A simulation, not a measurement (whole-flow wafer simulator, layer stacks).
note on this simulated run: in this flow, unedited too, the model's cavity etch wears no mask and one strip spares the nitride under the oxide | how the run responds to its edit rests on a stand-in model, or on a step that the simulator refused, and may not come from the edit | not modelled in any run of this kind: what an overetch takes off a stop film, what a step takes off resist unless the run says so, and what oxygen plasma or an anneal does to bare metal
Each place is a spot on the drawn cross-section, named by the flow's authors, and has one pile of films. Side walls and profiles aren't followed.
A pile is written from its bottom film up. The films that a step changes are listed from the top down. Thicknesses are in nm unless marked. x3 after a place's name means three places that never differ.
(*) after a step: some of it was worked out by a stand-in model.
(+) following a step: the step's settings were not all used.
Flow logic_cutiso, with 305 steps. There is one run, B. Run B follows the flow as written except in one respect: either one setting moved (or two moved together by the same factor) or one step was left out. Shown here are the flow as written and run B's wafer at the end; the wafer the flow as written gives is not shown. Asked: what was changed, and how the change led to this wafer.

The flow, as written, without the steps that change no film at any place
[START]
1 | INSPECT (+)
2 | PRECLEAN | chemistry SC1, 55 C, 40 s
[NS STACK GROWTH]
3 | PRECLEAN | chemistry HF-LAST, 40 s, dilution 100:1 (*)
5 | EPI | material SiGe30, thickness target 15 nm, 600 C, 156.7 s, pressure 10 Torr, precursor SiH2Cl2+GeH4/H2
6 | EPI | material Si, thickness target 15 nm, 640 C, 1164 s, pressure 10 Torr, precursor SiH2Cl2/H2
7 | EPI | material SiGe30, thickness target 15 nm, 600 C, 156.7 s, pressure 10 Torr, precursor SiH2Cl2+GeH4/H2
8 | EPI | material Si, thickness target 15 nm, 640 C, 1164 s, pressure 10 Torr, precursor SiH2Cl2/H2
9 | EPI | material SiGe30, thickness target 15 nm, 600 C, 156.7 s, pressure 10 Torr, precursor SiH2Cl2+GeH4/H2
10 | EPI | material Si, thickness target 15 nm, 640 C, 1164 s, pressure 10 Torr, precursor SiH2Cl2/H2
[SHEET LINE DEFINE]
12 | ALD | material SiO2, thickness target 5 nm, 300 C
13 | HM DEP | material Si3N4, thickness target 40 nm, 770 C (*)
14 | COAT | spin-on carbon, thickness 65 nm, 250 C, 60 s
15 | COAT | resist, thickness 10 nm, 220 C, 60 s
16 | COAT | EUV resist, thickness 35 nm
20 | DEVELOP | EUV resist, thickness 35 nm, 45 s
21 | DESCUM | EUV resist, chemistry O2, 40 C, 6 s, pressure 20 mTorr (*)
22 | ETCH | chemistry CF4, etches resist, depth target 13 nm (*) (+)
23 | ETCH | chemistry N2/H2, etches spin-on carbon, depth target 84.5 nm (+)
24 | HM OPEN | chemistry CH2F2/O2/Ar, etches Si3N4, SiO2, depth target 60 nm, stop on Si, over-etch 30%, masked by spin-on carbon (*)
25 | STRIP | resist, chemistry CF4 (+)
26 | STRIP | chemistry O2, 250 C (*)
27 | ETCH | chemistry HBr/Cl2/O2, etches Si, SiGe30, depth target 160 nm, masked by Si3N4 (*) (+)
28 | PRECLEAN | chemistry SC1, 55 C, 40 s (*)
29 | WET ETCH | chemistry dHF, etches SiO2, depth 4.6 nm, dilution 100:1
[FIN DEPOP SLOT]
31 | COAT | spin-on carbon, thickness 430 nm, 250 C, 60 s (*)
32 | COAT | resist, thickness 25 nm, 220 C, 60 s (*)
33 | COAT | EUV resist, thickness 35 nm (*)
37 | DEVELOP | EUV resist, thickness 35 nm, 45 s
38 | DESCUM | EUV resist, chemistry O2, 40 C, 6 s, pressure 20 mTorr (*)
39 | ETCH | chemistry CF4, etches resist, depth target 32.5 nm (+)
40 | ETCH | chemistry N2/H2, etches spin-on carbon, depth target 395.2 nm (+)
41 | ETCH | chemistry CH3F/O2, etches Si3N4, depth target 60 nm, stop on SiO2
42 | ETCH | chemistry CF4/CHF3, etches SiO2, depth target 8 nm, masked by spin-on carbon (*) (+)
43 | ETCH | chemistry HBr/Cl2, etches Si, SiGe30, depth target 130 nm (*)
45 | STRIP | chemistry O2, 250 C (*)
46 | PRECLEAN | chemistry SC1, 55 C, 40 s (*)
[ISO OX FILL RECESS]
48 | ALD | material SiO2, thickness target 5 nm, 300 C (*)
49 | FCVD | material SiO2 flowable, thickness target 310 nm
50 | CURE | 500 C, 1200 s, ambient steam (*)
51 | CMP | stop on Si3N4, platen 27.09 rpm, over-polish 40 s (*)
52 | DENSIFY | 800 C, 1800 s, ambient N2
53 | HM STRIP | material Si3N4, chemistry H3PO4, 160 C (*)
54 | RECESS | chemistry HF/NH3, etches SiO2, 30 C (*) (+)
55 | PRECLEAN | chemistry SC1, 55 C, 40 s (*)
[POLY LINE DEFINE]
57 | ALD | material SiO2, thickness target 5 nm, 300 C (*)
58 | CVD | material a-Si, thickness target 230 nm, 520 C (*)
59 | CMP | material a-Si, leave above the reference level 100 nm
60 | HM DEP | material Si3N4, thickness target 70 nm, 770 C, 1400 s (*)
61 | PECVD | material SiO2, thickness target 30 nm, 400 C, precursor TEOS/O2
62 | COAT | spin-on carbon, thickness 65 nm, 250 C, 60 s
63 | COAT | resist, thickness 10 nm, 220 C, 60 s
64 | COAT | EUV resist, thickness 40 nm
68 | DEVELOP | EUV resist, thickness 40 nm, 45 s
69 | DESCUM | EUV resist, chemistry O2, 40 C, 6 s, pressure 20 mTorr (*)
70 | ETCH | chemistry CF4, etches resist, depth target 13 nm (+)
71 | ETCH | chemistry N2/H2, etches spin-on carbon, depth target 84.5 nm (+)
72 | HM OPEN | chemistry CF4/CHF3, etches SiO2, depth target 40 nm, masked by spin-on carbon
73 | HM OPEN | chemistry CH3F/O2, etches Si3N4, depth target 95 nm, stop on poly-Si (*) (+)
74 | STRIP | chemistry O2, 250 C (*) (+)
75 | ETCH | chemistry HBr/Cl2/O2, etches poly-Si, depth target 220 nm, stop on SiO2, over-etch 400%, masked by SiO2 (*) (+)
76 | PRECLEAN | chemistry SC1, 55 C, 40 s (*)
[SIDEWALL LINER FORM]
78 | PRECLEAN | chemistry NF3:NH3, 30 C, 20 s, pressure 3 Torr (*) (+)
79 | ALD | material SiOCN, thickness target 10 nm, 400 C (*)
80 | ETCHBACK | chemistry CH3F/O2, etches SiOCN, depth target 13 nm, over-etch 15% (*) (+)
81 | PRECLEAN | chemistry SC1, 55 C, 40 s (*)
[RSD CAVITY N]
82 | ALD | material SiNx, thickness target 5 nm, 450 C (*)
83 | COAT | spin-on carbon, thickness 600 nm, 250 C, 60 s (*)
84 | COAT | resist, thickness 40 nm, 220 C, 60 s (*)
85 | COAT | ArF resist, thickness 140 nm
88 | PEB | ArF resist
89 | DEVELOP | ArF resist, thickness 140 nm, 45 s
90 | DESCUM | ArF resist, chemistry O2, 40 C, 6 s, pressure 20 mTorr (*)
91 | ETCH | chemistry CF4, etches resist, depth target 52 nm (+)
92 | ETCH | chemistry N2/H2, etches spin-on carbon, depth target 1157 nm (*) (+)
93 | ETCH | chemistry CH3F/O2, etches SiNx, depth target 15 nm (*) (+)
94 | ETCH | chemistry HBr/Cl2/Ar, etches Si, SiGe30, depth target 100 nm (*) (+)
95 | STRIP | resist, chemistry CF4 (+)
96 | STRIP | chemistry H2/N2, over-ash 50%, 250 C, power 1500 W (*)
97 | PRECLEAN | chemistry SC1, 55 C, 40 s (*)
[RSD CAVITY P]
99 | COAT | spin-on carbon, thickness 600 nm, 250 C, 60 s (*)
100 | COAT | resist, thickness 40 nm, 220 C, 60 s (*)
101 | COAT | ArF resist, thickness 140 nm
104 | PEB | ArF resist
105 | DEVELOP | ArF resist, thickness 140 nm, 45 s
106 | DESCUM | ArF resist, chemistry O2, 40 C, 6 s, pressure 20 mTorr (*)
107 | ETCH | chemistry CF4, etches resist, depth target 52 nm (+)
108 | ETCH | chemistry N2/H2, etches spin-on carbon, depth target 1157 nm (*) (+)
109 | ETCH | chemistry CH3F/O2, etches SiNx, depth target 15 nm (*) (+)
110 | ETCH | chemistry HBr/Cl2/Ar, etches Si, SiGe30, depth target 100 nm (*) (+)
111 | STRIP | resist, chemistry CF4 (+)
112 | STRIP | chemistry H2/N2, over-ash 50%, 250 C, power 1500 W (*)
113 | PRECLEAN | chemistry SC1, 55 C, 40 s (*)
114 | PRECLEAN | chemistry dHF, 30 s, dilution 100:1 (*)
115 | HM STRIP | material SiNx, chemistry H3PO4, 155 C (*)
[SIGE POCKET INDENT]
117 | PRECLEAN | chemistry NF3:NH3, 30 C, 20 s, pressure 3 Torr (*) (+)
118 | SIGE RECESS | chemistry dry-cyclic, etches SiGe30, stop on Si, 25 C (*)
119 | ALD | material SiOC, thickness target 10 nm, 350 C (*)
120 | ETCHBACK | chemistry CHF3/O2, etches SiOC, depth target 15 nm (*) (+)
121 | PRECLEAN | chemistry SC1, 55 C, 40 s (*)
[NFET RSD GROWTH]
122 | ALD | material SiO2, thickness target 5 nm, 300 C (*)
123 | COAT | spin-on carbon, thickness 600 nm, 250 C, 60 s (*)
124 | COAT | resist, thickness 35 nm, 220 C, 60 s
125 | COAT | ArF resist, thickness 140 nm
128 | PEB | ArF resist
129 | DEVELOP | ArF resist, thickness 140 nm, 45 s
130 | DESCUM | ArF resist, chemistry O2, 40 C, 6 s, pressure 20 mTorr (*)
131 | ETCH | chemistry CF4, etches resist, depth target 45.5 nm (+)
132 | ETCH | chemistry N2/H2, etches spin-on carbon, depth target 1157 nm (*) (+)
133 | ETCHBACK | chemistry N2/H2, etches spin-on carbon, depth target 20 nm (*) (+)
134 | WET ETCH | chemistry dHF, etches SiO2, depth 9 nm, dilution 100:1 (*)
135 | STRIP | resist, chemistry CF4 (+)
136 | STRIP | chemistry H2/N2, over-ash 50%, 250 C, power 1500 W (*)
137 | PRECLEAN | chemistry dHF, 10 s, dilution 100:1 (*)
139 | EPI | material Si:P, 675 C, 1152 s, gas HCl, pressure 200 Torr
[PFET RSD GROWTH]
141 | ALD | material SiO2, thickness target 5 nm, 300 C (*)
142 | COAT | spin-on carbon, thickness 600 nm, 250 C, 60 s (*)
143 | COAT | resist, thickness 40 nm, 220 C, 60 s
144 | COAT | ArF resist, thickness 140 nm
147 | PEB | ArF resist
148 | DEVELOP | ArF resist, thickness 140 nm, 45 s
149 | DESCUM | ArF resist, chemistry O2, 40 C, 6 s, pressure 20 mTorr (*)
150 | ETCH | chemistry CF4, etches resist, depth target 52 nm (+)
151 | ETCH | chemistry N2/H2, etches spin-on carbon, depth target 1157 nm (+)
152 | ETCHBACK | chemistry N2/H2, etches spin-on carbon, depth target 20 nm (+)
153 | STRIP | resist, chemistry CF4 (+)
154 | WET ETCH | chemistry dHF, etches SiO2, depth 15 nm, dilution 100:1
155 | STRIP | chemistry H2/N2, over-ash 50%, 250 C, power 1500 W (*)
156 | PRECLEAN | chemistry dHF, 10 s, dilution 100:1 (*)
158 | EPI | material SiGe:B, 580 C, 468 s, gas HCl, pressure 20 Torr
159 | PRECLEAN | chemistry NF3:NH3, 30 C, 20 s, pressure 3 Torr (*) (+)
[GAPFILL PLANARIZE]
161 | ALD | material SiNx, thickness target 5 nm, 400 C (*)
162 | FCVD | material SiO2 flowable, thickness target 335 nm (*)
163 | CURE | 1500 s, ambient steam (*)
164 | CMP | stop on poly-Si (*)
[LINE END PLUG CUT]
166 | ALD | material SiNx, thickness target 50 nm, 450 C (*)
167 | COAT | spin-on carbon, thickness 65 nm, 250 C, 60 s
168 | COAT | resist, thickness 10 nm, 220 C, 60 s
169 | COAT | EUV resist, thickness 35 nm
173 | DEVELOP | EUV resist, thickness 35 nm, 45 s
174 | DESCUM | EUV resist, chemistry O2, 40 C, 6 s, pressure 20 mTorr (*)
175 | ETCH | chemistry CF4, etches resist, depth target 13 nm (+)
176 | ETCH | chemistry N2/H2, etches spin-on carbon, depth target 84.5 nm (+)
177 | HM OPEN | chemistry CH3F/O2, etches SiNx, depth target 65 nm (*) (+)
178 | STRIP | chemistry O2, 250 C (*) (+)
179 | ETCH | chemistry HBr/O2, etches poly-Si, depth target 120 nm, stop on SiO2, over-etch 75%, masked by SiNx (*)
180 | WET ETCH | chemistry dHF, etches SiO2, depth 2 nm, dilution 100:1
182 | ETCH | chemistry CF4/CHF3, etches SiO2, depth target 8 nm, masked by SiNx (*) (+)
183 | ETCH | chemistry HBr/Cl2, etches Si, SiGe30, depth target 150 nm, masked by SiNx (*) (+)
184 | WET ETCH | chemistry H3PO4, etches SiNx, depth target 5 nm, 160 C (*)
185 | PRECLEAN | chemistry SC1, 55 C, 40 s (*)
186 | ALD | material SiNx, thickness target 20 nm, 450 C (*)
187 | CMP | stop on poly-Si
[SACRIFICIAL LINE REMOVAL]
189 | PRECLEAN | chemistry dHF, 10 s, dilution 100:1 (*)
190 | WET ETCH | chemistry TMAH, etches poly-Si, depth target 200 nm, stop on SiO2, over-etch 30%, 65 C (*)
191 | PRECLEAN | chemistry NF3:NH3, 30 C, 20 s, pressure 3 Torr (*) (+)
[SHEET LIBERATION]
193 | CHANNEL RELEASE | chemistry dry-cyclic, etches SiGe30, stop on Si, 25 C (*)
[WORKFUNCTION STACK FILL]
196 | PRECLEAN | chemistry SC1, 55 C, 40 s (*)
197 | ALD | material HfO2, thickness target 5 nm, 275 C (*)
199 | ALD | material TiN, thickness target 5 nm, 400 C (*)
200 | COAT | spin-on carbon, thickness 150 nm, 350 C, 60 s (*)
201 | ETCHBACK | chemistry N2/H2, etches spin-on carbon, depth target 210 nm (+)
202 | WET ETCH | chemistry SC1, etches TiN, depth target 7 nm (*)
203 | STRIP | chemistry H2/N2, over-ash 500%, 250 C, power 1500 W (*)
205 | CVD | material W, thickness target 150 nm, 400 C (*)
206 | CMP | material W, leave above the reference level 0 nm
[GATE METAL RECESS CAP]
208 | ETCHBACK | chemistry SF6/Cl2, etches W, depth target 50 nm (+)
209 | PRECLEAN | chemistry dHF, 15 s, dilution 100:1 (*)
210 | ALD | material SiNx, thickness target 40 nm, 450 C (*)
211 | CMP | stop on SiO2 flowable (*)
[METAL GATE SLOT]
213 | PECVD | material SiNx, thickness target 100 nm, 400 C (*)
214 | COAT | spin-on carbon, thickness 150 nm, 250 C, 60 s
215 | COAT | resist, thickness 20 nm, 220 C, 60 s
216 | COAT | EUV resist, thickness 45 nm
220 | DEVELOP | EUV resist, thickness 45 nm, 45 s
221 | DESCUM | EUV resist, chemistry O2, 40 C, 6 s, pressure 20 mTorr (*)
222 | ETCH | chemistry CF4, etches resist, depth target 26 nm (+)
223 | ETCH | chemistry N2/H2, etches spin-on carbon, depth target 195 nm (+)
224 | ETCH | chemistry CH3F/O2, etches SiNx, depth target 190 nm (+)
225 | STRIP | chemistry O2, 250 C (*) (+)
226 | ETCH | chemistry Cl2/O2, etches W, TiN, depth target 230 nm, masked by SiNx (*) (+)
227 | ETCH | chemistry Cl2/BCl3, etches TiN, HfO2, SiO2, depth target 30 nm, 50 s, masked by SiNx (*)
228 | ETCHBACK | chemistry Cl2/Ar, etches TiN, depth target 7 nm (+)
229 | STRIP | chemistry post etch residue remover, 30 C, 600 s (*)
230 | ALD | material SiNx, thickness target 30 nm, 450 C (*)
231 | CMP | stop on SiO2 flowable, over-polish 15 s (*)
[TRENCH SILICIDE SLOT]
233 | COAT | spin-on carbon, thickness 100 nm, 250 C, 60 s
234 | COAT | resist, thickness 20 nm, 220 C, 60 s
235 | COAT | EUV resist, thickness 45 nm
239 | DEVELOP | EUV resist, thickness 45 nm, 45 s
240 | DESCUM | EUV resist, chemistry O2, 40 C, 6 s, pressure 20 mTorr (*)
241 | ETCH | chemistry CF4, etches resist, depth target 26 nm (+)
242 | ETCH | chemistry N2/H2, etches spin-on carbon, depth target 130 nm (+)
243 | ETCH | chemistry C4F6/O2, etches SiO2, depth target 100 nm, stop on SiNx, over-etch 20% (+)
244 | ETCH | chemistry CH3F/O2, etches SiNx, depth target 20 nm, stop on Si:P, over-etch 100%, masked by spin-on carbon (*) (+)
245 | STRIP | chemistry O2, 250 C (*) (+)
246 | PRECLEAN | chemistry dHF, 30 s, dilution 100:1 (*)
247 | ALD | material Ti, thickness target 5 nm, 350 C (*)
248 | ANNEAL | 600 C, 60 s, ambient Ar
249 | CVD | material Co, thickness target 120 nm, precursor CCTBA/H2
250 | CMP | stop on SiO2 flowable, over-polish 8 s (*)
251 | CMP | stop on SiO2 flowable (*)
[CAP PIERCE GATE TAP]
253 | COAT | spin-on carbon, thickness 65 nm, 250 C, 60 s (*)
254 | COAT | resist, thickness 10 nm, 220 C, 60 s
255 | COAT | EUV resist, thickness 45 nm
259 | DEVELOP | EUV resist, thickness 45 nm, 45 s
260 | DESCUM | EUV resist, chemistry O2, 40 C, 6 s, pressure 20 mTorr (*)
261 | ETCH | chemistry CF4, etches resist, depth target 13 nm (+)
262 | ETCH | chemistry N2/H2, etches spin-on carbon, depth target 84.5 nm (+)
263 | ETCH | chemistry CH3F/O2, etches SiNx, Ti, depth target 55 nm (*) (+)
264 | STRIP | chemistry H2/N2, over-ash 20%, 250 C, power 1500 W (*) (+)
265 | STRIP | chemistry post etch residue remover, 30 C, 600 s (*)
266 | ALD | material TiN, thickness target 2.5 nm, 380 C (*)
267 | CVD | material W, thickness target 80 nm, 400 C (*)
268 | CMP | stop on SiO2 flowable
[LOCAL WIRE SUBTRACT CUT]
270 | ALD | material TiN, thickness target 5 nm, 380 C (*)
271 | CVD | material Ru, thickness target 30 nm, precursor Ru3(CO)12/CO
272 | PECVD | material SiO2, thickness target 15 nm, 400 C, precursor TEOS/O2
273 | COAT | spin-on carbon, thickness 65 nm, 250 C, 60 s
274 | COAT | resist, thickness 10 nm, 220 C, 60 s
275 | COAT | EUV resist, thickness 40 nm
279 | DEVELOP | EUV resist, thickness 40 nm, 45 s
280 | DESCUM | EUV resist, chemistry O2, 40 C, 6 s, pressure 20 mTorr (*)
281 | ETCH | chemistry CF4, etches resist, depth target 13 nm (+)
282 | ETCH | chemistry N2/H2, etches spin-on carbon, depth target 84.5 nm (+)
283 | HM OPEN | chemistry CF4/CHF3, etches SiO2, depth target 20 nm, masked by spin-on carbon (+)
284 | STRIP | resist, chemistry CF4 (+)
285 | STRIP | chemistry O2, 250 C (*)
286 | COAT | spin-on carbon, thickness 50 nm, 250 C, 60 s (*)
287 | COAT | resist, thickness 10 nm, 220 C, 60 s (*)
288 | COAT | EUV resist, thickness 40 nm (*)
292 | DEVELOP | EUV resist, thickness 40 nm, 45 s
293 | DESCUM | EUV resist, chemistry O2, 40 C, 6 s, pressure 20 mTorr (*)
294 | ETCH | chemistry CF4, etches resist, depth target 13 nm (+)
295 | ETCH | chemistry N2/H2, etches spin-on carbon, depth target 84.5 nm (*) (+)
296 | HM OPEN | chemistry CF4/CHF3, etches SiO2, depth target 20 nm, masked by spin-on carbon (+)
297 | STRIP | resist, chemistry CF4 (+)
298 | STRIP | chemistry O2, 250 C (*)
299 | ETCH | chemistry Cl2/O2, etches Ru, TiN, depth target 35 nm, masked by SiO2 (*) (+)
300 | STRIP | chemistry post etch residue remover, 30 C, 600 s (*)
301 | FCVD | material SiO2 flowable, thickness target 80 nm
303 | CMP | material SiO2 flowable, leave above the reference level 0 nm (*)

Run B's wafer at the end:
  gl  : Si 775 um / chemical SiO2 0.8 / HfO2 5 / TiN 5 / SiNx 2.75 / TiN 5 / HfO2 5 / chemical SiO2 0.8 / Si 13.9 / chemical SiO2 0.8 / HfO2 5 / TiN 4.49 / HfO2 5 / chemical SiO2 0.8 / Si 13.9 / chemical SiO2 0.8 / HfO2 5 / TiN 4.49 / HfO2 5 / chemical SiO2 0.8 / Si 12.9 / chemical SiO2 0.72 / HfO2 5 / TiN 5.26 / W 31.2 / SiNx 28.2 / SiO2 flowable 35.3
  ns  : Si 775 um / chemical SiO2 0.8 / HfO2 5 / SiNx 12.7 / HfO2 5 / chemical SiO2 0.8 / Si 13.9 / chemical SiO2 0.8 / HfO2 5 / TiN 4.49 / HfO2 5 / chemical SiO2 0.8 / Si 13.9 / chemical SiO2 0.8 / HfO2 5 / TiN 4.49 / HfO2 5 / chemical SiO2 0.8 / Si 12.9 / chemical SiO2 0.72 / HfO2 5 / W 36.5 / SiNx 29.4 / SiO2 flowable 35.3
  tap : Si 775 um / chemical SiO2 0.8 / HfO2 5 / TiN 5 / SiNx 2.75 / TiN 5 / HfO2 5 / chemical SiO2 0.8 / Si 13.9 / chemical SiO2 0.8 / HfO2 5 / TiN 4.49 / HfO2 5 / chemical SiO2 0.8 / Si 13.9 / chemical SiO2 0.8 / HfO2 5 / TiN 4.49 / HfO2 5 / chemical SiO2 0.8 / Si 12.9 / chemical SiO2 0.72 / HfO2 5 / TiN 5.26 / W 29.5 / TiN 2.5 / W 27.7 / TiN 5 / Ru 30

Cause: step 5, EPI: thickness target 23.2 nm was run, while the flow as written has thickness target 15 nm; step 5, EPI: 242.9 s was run, where the flow has 156.7 s.

The path from the change to this, step by step:
  5 | EPI | material SiGe30, thickness target 15 nm, 600 C, 156.7 s, pressure 10 Torr, precursor SiH2Cl2+GeH4/H2
      depop, dpovl, gfld and 19 more: +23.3 SiGe30 (new film) (as written it would have been: +15 SiGe30 (new film))
  27 | ETCH | chemistry HBr/Cl2/O2, etches Si, SiGe30, depth target 160 nm, masked by Si3N4 (*) (+)
      gfld, gxf, iso, lnri: -0.79 chemical SiO2 (all of it), -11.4 Si (all of it), -15 SiGe30 (all of it), -15 Si (all of it), -15 SiGe30 (all of it), -15 Si (all of it), -23.3 SiGe30 (all of it), -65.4 Si (as written it would have been: -0.79 chemical SiO2 (all of it), -11.4 Si (all of it), -15 SiGe30 (all of it), -15 Si (all of it), -15 SiGe30 (all of it), -15 Si (all of it), -15 SiGe30 (all of it), -73.6 Si)
      dpovl, nsgap: -0.79 chemical SiO2 (all of it), -11.8 Si (all of it), -15 SiGe30 (all of it), -15 Si (all of it), -15 SiGe30 (all of it), -15 Si (all of it), -23.3 SiGe30 (all of it), -65 Si (as written it would have been: -0.79 chemical SiO2 (all of it), -11.8 Si (all of it), -15 SiGe30 (all of it), -15 Si (all of it), -15 SiGe30 (all of it), -15 Si (all of it), -15 SiGe30 (all of it), -73.2 Si)
      (as well as at 1 more place)
  43 | ETCH | chemistry HBr/Cl2, etches Si, SiGe30, depth target 130 nm (*)
      depop: -14 Si (all of it), -15 SiGe30 (all of it), -15 Si (all of it), -15 SiGe30 (all of it), -15 Si (all of it), -23.3 SiGe30 (all of it), -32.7 Si (as written it would have been: -14 Si (all of it), -15 SiGe30 (all of it), -15 Si (all of it), -15 SiGe30 (all of it), -15 Si (all of it), -15 SiGe30 (all of it), -41 Si)
  94 | ETCH | chemistry HBr/Cl2/Ar, etches Si, SiGe30, depth target 100 nm (*) (+)
      rsdn, rsdx: -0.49 chemical SiO2 (all of it), -12.8 Si (all of it), -15 SiGe30 (all of it), -15 Si (all of it), -15 SiGe30 (all of it), -15 Si (all of it), -23.3 SiGe30 (all of it), -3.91 Si (as written it would have been: -0.49 chemical SiO2 (all of it), -12.8 Si (all of it), -15 SiGe30 (all of it), -15 Si (all of it), -15 SiGe30 (all of it), -15 Si (all of it), -15 SiGe30 (all of it), -12.2 Si)
  110 | ETCH | chemistry HBr/Cl2/Ar, etches Si, SiGe30, depth target 100 nm (*) (+)
      rsdp, rsdw: -0.49 chemical SiO2 (all of it), -12.8 Si (all of it), -15 SiGe30 (all of it), -15 Si (all of it), -15 SiGe30 (all of it), -15 Si (all of it), -23.3 SiGe30 (all of it), -3.91 Si (as written it would have been: -0.49 chemical SiO2 (all of it), -12.8 Si (all of it), -15 SiGe30 (all of it), -15 Si (all of it), -15 SiGe30 (all of it), -15 Si (all of it), -15 SiGe30 (all of it), -12.2 Si)
  118 | SIGE RECESS | chemistry dry-cyclic, etches SiGe30, stop on Si, 25 C (*)
      lnr, lnrp, lnrt: -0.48 SiOCN, -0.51 Si, +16 cavity (new film), -15 SiGe30 (all of it), -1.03 Si, +16 cavity (new film), -15 SiGe30 (all of it), -1.03 Si, +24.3 cavity (new film), -23.3 SiGe30 (all of it), -0.51 Si (as written it would have been: -0.48 SiOCN, -0.51 Si, +16 cavity (new film), -15 SiGe30 (all of it), -1.03 Si, +16 cavity (new film), -15 SiGe30 (all of it), -1.03 Si, +16 cavity (new film), -15 SiGe30 (all of it), -0.51 Si)
  119 | ALD | material SiOC, thickness target 10 nm, 350 C (*)
      lnr, lnrp, lnrt: +10 SiOC (new film), +16 SiOC (new film), -16 cavity (all of it), +16 SiOC (new film), -16 cavity (all of it), +24.3 SiOC (new film), -24.3 cavity (all of it) (as written it would have been: +10 SiOC (new film), +16 SiOC (new film), -16 cavity (all of it), +16 SiOC (new film), -16 cavity (all of it), +16 SiOC (new film), -16 cavity (all of it))
  183 | ETCH | chemistry HBr/Cl2, etches Si, SiGe30, depth target 150 nm, masked by SiNx (*) (+)
      plug: -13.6 Si (all of it), -15 SiGe30 (all of it), -15 Si (all of it), -15 SiGe30 (all of it), -15 Si (all of it), -23.3 SiGe30 (all of it), -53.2 Si (as written it would have been: -13.6 Si (all of it), -15 SiGe30 (all of it), -15 Si (all of it), -15 SiGe30 (all of it), -15 Si (all of it), -15 SiGe30 (all of it), -61.4 Si)
  193 | CHANNEL RELEASE | chemistry dry-cyclic, etches SiGe30, stop on Si, 25 C (*)
      gl, glp, gxn, gxp, ns, tap: +0.8 chemical SiO2 (new film), -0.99 Si, +0.8 chemical SiO2 (new film), +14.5 cavity (new film), +0.8 chemical SiO2 (new film), -15 SiGe30 (all of it), -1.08 Si, +0.8 chemical SiO2 (new film), +14.5 cavity (new film), +0.8 chemical SiO2 (new film), -15 SiGe30 (all of it), -1.08 Si, +0.8 chemical SiO2 (new film), +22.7 cavity (new film), +0.8 chemical SiO2 (new film), -23.3 SiGe30 (all of it), -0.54 Si (as written it would have been: +0.8 chemical SiO2 (new film), -0.99 Si, +0.8 chemical SiO2 (new film), +14.5 cavity (new film), +0.8 chemical SiO2 (new film), -15 SiGe30 (all of it), -1.08 Si, +0.8 chemical SiO2 (new film), +14.5 cavity (new film), +0.8 chemical SiO2 (new film), -15 SiGe30 (all of it), -1.08 Si, +0.8 chemical SiO2 (new film), +14.5 cavity (new film), +0.8 chemical SiO2 (new film), -15 SiGe30 (all of it), -0.54 Si)
  199 | ALD | material TiN, thickness target 5 nm, 400 C (*)
      gl, glp, tap: +5.26 TiN (new film), +4.49 TiN (new film), -4.49 cavity (all of it), +4.49 TiN (new film), -4.49 cavity (all of it), +5 TiN (new film), -10 cavity, +5 TiN (new film) (as written it would have been: +5.26 TiN (new film), +4.49 TiN (new film), -4.49 cavity (all of it), +4.49 TiN (new film), -4.49 cavity (all of it), +4.49 TiN (new film), -4.49 cavity (all of it))
      gxn, gxp, ns: +5 TiN (new film), +4.49 TiN (new film), -4.49 cavity (all of it), +4.49 TiN (new film), -4.49 cavity (all of it), +5 TiN (new film), -10 cavity, +5 TiN (new film) (as written it would have been: +5 TiN (new film), +4.49 TiN (new film), -4.49 cavity (all of it), +4.49 TiN (new film), -4.49 cavity (all of it), +4.49 TiN (new film), -4.49 cavity (all of it))
  202 | WET ETCH | chemistry SC1, etches TiN, depth target 7 nm (*)
      ns: -5 TiN (all of it), -5 TiN (all of it), +10 cavity, -5 TiN (all of it) (as written it would have been: -5 TiN (all of it))
  210 | ALD | material SiNx, thickness target 40 nm, 450 C (*)
      gl, glp, gxn, gxp, tap: +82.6 SiNx (new film), +2.75 SiNx (new film), -2.75 cavity (all of it) (as written it would have been: +82.6 SiNx (new film))
      ns: +40 SiNx (new film), +12.7 SiNx (new film), -12.7 cavity (all of it) (as written it would have been: +40 SiNx (new film))
With metal films that touch counted as one body, gl has 5 bodies (between them, from the top down: HfO2 5 / chemical SiO2 0.72 / Si 12.9 / chemical SiO2 0.8 / HfO2 5; HfO2 5 / chemical SiO2 0.8 / Si 13.9 / chemical SiO2 0.8 / HfO2 5; HfO2 5 / chemical SiO2 0.8 / Si 13.9 / chemical SiO2 0.8 / HfO2 5; SiNx 2.75); the flow as written gives 4 bodies (between them, from the top down: HfO2 5 / chemical SiO2 0.72 / Si 12.9 / chemical SiO2 0.8 / HfO2 5; HfO2 5 / chemical SiO2 0.8 / Si 13.9 / chemical SiO2 0.8 / HfO2 5; HfO2 5 / chemical SiO2 0.8 / Si 13.9 / chemical SiO2 0.8 / HfO2 5).
With metal films that touch counted as one body, ns has 3 bodies (between them, from the top down: HfO2 5 / chemical SiO2 0.72 / Si 12.9 / chemical SiO2 0.8 / HfO2 5; HfO2 5 / chemical SiO2 0.8 / Si 13.9 / chemical SiO2 0.8 / HfO2 5); the flow as written gives 4 bodies (between them, from the top down: HfO2 5 / chemical SiO2 0.72 / Si 12.9 / chemical SiO2 0.8 / HfO2 5; HfO2 5 / chemical SiO2 0.8 / Si 13.9 / chemical SiO2 0.8 / HfO2 5; HfO2 5 / chemical SiO2 0.8 / Si 13.9 / chemical SiO2 0.8 / HfO2 5).
With metal films that touch counted as one body, tap has 5 bodies (between them, from the top down: HfO2 5 / chemical SiO2 0.72 / Si 12.9 / chemical SiO2 0.8 / HfO2 5; HfO2 5 / chemical SiO2 0.8 / Si 13.9 / chemical SiO2 0.8 / HfO2 5; HfO2 5 / chemical SiO2 0.8 / Si 13.9 / chemical SiO2 0.8 / HfO2 5; SiNx 2.75); the flow as written gives 4 bodies (between them, from the top down: HfO2 5 / chemical SiO2 0.72 / Si 12.9 / chemical SiO2 0.8 / HfO2 5; HfO2 5 / chemical SiO2 0.8 / Si 13.9 / chemical SiO2 0.8 / HfO2 5; HfO2 5 / chemical SiO2 0.8 / Si 13.9 / chemical SiO2 0.8 / HfO2 5).
